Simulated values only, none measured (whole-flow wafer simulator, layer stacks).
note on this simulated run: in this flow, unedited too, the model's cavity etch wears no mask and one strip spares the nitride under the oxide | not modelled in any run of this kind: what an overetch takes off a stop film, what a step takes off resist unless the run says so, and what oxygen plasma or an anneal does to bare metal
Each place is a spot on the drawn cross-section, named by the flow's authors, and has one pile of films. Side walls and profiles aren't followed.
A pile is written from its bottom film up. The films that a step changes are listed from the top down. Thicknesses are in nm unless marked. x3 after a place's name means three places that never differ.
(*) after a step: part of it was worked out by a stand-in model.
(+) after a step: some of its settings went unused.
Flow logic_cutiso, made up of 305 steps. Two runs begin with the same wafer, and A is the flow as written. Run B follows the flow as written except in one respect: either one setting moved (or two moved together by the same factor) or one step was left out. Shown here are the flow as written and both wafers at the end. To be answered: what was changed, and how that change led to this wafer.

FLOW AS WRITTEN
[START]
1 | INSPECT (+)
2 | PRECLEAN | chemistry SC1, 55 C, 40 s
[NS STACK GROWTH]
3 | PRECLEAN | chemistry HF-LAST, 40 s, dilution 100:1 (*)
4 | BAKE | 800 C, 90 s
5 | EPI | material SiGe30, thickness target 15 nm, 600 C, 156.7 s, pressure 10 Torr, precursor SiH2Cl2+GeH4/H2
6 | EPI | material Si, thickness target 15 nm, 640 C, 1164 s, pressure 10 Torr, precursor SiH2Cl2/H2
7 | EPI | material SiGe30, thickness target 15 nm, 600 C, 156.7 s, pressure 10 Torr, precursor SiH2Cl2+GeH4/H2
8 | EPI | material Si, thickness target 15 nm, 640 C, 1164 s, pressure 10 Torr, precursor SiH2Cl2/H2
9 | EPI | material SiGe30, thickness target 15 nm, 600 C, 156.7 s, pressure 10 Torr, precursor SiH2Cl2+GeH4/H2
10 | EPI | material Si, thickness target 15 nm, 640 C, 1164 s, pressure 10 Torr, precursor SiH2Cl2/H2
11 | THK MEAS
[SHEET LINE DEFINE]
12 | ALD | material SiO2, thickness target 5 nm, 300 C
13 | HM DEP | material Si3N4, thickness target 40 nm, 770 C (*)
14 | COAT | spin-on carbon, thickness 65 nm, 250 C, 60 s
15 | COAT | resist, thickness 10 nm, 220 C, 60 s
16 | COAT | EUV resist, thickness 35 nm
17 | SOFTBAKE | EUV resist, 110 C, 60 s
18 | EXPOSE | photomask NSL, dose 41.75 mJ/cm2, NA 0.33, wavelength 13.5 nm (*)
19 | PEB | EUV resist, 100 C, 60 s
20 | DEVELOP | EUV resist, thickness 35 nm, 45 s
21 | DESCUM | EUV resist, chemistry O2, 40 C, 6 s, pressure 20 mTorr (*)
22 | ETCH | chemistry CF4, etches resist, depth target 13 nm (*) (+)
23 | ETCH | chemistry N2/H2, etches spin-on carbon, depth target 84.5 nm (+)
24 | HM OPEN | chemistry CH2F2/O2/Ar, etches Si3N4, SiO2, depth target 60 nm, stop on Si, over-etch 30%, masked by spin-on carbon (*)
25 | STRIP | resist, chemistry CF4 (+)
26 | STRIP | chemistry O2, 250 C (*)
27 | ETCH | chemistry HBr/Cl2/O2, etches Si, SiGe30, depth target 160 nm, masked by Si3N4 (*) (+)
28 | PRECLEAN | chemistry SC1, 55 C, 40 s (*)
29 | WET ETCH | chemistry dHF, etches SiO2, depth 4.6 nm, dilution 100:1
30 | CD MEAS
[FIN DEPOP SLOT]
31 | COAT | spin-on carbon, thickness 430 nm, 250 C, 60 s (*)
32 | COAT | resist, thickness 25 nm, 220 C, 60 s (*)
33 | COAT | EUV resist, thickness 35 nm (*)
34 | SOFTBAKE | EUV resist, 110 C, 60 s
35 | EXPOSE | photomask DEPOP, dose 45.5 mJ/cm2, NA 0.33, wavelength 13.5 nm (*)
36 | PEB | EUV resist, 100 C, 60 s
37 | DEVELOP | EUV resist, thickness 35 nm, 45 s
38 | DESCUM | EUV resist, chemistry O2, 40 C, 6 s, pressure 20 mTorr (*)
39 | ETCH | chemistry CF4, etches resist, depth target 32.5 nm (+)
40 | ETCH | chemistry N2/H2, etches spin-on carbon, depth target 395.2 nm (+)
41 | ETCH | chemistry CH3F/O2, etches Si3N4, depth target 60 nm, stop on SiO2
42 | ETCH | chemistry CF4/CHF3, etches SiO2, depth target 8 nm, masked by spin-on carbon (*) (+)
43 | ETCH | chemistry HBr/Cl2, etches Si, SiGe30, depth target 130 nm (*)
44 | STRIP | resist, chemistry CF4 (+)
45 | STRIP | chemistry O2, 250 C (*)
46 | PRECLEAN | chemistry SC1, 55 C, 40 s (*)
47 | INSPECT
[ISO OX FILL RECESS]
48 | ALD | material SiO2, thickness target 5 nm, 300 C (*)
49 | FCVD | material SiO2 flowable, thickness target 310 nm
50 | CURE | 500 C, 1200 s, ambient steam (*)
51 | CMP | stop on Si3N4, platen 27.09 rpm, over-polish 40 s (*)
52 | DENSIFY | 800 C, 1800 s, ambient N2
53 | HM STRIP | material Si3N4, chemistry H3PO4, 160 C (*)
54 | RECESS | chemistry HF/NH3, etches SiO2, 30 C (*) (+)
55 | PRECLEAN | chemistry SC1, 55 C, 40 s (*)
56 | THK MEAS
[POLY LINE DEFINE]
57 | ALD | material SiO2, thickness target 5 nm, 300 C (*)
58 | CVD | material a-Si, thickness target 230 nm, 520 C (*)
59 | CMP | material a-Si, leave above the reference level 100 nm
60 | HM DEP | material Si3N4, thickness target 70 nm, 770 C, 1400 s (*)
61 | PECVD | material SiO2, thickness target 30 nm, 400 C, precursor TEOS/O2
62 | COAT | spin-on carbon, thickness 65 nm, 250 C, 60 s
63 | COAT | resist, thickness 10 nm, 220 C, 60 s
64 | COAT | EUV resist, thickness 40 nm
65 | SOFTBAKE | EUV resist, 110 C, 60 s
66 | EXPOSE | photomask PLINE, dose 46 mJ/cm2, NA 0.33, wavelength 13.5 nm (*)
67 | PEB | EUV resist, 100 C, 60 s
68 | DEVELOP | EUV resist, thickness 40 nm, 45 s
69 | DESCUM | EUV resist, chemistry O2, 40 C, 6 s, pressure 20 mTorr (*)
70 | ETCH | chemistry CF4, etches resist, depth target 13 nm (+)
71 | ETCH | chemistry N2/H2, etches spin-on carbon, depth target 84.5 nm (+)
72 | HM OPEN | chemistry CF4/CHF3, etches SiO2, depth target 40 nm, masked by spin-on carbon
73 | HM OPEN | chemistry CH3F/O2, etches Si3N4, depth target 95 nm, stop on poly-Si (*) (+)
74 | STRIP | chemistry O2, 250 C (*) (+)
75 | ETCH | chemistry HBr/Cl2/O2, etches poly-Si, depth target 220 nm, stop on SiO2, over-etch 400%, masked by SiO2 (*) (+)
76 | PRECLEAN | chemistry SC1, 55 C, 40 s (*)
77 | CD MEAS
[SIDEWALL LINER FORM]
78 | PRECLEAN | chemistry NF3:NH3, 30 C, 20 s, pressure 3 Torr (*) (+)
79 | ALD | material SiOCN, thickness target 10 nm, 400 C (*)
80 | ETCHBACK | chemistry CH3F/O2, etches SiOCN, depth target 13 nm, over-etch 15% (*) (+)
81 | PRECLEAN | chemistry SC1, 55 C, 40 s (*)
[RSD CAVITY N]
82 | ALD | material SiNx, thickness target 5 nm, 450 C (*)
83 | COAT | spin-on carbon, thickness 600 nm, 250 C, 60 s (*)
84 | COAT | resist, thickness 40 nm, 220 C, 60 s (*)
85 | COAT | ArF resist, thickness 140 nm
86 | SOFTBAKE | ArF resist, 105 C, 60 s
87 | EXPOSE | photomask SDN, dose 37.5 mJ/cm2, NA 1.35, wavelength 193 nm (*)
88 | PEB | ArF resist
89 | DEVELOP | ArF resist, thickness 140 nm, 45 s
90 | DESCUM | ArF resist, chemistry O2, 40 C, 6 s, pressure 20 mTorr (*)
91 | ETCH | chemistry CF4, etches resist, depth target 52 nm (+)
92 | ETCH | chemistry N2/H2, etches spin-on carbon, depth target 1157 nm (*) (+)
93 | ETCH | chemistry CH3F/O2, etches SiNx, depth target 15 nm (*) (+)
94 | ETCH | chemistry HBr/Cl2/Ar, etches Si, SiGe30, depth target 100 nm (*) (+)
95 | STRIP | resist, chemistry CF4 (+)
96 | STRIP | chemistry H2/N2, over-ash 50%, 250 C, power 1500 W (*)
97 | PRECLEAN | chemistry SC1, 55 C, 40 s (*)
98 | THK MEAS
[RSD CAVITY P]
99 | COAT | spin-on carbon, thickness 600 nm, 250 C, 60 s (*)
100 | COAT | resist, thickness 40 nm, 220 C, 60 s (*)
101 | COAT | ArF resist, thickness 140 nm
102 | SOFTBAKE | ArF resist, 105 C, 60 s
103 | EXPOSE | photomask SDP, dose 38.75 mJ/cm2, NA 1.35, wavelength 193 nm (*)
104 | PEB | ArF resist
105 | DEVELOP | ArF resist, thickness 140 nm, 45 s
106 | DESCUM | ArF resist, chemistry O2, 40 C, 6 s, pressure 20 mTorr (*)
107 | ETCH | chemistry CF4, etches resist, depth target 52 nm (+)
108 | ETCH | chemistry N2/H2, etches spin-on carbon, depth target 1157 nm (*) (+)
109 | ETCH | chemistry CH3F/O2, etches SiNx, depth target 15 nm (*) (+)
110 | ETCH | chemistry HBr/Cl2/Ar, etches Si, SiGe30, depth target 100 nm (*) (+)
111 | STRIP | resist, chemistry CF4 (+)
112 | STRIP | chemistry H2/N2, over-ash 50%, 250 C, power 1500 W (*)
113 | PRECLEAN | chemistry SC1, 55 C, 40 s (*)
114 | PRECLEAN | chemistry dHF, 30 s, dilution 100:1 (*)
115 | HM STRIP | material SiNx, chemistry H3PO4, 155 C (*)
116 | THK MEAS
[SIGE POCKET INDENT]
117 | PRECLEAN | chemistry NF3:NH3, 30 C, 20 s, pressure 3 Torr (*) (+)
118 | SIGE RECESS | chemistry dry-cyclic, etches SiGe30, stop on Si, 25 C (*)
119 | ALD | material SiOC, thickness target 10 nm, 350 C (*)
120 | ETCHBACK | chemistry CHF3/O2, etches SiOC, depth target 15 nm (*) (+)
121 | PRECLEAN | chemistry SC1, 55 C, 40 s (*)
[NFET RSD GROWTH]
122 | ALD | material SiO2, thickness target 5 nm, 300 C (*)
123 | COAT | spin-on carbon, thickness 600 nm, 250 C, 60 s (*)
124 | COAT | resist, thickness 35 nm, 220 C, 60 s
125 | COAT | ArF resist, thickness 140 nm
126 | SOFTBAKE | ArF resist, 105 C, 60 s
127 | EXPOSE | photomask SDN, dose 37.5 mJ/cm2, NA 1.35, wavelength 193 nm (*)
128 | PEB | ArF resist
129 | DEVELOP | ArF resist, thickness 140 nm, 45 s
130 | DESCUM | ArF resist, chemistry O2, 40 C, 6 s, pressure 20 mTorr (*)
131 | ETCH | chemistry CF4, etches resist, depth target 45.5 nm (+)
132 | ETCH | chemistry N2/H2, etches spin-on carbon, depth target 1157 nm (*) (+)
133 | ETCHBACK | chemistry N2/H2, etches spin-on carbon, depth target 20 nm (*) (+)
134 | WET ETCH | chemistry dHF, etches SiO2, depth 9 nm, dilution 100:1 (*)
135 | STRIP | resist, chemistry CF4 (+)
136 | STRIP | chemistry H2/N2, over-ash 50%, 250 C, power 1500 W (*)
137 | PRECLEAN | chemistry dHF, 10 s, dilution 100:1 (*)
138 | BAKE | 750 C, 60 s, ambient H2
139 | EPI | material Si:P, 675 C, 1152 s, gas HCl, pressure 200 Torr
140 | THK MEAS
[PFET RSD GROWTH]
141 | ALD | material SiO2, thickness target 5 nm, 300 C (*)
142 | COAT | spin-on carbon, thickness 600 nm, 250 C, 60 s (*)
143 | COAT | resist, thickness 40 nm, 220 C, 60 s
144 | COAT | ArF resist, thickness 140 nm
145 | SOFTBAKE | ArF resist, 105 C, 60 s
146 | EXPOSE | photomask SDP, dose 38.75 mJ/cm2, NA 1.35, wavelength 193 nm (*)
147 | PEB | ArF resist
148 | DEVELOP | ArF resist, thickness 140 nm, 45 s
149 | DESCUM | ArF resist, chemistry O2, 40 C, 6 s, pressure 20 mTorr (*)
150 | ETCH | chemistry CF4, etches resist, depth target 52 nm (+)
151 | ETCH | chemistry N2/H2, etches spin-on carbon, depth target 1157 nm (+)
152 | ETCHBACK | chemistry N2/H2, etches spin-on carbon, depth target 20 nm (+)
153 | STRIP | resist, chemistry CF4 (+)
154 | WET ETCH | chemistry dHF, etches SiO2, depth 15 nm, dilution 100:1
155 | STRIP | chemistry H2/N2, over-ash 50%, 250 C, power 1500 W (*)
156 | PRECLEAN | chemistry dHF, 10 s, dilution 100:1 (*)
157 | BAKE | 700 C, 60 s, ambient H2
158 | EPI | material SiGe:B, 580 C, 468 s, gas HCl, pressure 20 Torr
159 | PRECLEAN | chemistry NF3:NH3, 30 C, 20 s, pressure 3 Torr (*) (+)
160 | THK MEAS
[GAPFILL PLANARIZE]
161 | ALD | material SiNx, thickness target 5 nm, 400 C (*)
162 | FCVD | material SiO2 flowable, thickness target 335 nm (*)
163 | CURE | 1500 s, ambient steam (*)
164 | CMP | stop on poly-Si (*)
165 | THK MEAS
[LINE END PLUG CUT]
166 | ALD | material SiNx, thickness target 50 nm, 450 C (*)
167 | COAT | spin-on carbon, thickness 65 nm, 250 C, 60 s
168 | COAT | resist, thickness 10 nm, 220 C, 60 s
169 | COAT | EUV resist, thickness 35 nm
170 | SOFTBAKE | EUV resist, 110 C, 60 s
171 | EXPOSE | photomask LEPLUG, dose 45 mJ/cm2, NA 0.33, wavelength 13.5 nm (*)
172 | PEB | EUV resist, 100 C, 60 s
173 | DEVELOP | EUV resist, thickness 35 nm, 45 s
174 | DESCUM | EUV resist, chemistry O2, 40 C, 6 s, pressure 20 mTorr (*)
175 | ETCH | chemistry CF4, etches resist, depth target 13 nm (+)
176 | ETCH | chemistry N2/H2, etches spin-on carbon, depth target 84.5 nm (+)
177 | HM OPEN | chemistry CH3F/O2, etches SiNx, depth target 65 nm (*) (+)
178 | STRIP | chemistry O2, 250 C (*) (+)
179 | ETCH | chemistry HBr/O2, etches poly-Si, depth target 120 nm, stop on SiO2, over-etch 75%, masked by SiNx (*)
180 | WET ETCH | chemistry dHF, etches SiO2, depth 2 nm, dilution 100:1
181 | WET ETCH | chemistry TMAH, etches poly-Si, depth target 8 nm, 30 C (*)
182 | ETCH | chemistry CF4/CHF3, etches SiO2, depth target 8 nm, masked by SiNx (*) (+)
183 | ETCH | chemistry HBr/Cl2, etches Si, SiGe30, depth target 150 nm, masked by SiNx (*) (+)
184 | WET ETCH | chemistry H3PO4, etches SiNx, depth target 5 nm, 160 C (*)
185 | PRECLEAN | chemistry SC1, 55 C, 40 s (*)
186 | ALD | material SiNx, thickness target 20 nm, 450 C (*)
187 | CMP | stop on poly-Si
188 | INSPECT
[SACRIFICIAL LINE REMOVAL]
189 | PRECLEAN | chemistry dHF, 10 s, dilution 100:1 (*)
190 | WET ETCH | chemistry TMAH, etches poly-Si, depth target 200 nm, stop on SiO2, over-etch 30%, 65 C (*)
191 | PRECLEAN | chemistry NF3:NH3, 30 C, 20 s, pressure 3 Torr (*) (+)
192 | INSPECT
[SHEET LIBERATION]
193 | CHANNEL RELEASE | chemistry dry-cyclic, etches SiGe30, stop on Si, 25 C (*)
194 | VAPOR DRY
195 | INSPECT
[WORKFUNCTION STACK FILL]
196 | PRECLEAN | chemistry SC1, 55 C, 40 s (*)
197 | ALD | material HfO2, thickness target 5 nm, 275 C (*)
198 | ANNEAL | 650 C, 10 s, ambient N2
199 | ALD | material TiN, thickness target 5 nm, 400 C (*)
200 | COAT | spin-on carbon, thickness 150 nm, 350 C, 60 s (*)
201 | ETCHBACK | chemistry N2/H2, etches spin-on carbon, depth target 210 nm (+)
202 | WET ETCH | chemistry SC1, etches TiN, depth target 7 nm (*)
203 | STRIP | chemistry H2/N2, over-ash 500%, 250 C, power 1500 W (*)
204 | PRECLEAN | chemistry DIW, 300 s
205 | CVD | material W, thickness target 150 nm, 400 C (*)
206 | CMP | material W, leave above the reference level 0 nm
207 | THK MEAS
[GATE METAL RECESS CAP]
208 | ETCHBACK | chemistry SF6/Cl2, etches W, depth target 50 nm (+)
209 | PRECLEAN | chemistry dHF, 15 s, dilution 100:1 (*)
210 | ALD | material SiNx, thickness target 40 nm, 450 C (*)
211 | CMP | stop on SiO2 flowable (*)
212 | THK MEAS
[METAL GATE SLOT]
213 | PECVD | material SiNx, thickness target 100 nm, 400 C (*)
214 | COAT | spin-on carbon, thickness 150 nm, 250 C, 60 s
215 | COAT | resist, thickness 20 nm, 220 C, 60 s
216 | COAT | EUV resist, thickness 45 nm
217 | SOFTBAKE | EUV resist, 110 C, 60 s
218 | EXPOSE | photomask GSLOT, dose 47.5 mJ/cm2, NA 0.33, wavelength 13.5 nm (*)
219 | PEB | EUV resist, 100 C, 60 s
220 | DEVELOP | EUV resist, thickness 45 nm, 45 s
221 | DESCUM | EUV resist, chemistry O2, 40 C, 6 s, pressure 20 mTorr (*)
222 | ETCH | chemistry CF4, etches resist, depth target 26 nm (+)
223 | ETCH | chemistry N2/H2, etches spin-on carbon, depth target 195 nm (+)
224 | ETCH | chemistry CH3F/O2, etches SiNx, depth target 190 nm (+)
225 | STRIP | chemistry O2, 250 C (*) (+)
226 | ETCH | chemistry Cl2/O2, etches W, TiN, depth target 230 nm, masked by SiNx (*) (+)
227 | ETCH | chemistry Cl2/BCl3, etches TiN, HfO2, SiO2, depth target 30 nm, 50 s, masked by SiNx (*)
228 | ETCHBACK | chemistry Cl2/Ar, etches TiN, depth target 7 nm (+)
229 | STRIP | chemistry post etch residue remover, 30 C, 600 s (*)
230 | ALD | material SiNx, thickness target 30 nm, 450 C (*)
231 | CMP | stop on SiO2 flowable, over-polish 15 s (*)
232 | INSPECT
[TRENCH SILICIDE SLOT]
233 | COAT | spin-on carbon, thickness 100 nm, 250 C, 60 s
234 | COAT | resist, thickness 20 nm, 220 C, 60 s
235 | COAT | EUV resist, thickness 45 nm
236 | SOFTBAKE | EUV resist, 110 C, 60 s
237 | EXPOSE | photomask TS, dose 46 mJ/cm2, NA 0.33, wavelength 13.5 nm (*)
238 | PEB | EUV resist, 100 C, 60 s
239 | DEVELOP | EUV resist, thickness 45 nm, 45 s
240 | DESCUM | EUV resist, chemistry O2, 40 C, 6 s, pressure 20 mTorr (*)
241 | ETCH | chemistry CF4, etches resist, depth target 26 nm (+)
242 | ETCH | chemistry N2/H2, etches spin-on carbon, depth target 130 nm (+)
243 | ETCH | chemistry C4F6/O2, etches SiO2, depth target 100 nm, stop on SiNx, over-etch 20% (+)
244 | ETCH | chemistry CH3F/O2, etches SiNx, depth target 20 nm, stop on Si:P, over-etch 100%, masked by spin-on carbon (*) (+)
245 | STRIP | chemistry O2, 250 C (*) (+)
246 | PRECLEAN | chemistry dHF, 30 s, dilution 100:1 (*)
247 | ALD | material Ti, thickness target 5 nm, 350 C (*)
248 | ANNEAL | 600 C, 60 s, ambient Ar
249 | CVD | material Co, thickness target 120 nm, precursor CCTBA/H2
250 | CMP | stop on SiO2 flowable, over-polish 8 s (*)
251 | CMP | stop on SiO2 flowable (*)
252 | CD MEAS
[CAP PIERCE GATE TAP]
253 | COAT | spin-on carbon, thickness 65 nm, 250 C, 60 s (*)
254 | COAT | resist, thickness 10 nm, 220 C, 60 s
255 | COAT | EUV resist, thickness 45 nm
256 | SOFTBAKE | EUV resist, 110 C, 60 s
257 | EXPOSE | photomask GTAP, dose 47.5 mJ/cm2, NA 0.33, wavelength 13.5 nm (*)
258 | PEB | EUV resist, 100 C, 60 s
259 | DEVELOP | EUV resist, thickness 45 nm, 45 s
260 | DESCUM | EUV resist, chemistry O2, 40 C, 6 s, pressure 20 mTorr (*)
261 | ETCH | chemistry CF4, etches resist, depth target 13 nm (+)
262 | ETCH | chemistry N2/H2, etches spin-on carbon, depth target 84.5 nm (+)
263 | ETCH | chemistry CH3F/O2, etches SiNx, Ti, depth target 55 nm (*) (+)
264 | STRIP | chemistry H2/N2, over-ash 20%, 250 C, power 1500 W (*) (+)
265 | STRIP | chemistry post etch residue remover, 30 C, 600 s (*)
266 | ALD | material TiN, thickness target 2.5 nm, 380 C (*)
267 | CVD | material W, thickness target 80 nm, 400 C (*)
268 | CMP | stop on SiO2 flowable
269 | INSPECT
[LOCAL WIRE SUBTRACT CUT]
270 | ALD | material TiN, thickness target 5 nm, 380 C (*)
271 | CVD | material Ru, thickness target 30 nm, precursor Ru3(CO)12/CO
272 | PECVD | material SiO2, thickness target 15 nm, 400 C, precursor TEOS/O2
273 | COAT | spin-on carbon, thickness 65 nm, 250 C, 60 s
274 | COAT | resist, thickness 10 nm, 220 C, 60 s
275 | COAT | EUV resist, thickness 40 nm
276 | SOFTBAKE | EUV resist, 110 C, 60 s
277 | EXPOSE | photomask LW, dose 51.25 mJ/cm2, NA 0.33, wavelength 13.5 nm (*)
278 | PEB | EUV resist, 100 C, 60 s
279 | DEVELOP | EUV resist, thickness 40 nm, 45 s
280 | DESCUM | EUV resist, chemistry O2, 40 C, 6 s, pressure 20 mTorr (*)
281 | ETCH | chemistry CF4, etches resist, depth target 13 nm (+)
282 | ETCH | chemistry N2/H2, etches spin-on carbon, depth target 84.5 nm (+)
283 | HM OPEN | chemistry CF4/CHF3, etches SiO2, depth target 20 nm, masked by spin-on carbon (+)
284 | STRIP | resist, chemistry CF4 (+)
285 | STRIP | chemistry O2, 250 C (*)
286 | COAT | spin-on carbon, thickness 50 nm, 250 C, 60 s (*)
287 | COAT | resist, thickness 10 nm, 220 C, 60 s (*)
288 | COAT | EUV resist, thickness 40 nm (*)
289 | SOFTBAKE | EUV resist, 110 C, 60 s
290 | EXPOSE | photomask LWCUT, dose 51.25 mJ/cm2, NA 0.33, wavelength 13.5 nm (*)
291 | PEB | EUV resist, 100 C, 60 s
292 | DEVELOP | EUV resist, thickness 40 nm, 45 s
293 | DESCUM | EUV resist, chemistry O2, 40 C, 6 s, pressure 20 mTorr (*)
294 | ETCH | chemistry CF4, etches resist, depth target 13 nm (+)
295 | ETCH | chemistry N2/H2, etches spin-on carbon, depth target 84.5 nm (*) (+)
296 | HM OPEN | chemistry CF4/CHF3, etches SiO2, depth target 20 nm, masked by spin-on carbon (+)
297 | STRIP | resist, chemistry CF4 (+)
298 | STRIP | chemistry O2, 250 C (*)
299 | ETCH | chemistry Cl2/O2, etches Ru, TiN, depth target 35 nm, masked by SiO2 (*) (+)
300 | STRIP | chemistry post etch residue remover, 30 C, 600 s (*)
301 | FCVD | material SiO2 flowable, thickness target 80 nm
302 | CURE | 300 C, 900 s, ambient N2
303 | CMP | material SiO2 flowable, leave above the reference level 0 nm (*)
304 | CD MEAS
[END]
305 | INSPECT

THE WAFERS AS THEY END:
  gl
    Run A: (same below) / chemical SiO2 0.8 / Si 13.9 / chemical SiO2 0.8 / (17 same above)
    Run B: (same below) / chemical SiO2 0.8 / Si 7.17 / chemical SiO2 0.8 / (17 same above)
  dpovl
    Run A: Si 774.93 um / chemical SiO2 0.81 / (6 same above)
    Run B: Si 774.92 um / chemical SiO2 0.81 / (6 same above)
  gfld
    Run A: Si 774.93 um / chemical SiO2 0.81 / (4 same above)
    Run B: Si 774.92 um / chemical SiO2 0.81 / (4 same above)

The reason: step 6, EPI: thickness target 8.2 nm was run, though the flow has thickness target 15 nm; step 6, EPI: 640.4 s was run, where the flow has 1164 s.

Step by step, how the change led to this:
  6 | EPI | material Si, thickness target 15 nm, 640 C, 1164 s, pressure 10 Torr, precursor SiH2Cl2/H2
      depop, dpovl, gfld and 19 more: A Si gains 15 (new film) | B Si gains 8.25 (new film)
  27 | ETCH | chemistry HBr/Cl2/O2, etches Si, SiGe30, depth target 160 nm, masked by Si3N4 (*) (+)
      gfld, gxf, iso, lnri: A chemical SiO2 loses 0.79 (all of it), Si loses 11.4 (all of it), SiGe30 loses 15 (all of it), Si loses 15 (all of it), SiGe30 loses 15 (all of it), Si loses 15 (all of it), SiGe30 loses 15 (all of it), Si loses 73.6 | B chemical SiO2 loses 0.79 (all of it), Si loses 11.4 (all of it), SiGe30 loses 15 (all of it), Si loses 15 (all of it), SiGe30 loses 15 (all of it), Si loses 8.25 (all of it), SiGe30 loses 15 (all of it), Si loses 80.4
      dpovl, nsgap: A chemical SiO2 loses 0.79 (all of it), Si loses 11.8 (all of it), SiGe30 loses 15 (all of it), Si loses 15 (all of it), SiGe30 loses 15 (all of it), Si loses 15 (all of it), SiGe30 loses 15 (all of it), Si loses 73.2 | B chemical SiO2 loses 0.79 (all of it), Si loses 11.8 (all of it), SiGe30 loses 15 (all of it), Si loses 15 (all of it), SiGe30 loses 15 (all of it), Si loses 8.25 (all of it), SiGe30 loses 15 (all of it), Si loses 80
      (and at 1 other place as well)
  43 | ETCH | chemistry HBr/Cl2, etches Si, SiGe30, depth target 130 nm (*)
      depop: A Si loses 14 (all of it), SiGe30 loses 15 (all of it), Si loses 15 (all of it), SiGe30 loses 15 (all of it), Si loses 15 (all of it), SiGe30 loses 15 (all of it), Si loses 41 | B Si loses 14 (all of it), SiGe30 loses 15 (all of it), Si loses 15 (all of it), SiGe30 loses 15 (all of it), Si loses 8.25 (all of it), SiGe30 loses 15 (all of it), Si loses 47.7
  94 | ETCH | chemistry HBr/Cl2/Ar, etches Si, SiGe30, depth target 100 nm (*) (+)
      rsdn, rsdx: A chemical SiO2 loses 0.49 (all of it), Si loses 12.8 (all of it), SiGe30 loses 15 (all of it), Si loses 15 (all of it), SiGe30 loses 15 (all of it), Si loses 15 (all of it), SiGe30 loses 15 (all of it), Si loses 12.2 | B chemical SiO2 loses 0.49 (all of it), Si loses 12.8 (all of it), SiGe30 loses 15 (all of it), Si loses 15 (all of it), SiGe30 loses 15 (all of it), Si loses 8.25 (all of it), SiGe30 loses 15 (all of it), Si loses 18.9
  110 | ETCH | chemistry HBr/Cl2/Ar, etches Si, SiGe30, depth target 100 nm (*) (+)
      rsdp, rsdw: A chemical SiO2 loses 0.49 (all of it), Si loses 12.8 (all of it), SiGe30 loses 15 (all of it), Si loses 15 (all of it), SiGe30 loses 15 (all of it), Si loses 15 (all of it), SiGe30 loses 15 (all of it), Si loses 12.2 | B chemical SiO2 loses 0.49 (all of it), Si loses 12.8 (all of it), SiGe30 loses 15 (all of it), Si loses 15 (all of it), SiGe30 loses 15 (all of it), Si loses 8.25 (all of it), SiGe30 loses 15 (all of it), Si loses 18.9
  183 | ETCH | chemistry HBr/Cl2, etches Si, SiGe30, depth target 150 nm, masked by SiNx (*) (+)
      plug: A Si loses 13.6 (all of it), SiGe30 loses 15 (all of it), Si loses 15 (all of it), SiGe30 loses 15 (all of it), Si loses 15 (all of it), SiGe30 loses 15 (all of it), Si loses 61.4 | B Si loses 13.6 (all of it), SiGe30 loses 15 (all of it), Si loses 15 (all of it), SiGe30 loses 15 (all of it), Si loses 8.25 (all of it), SiGe30 loses 15 (all of it), Si loses 68.2
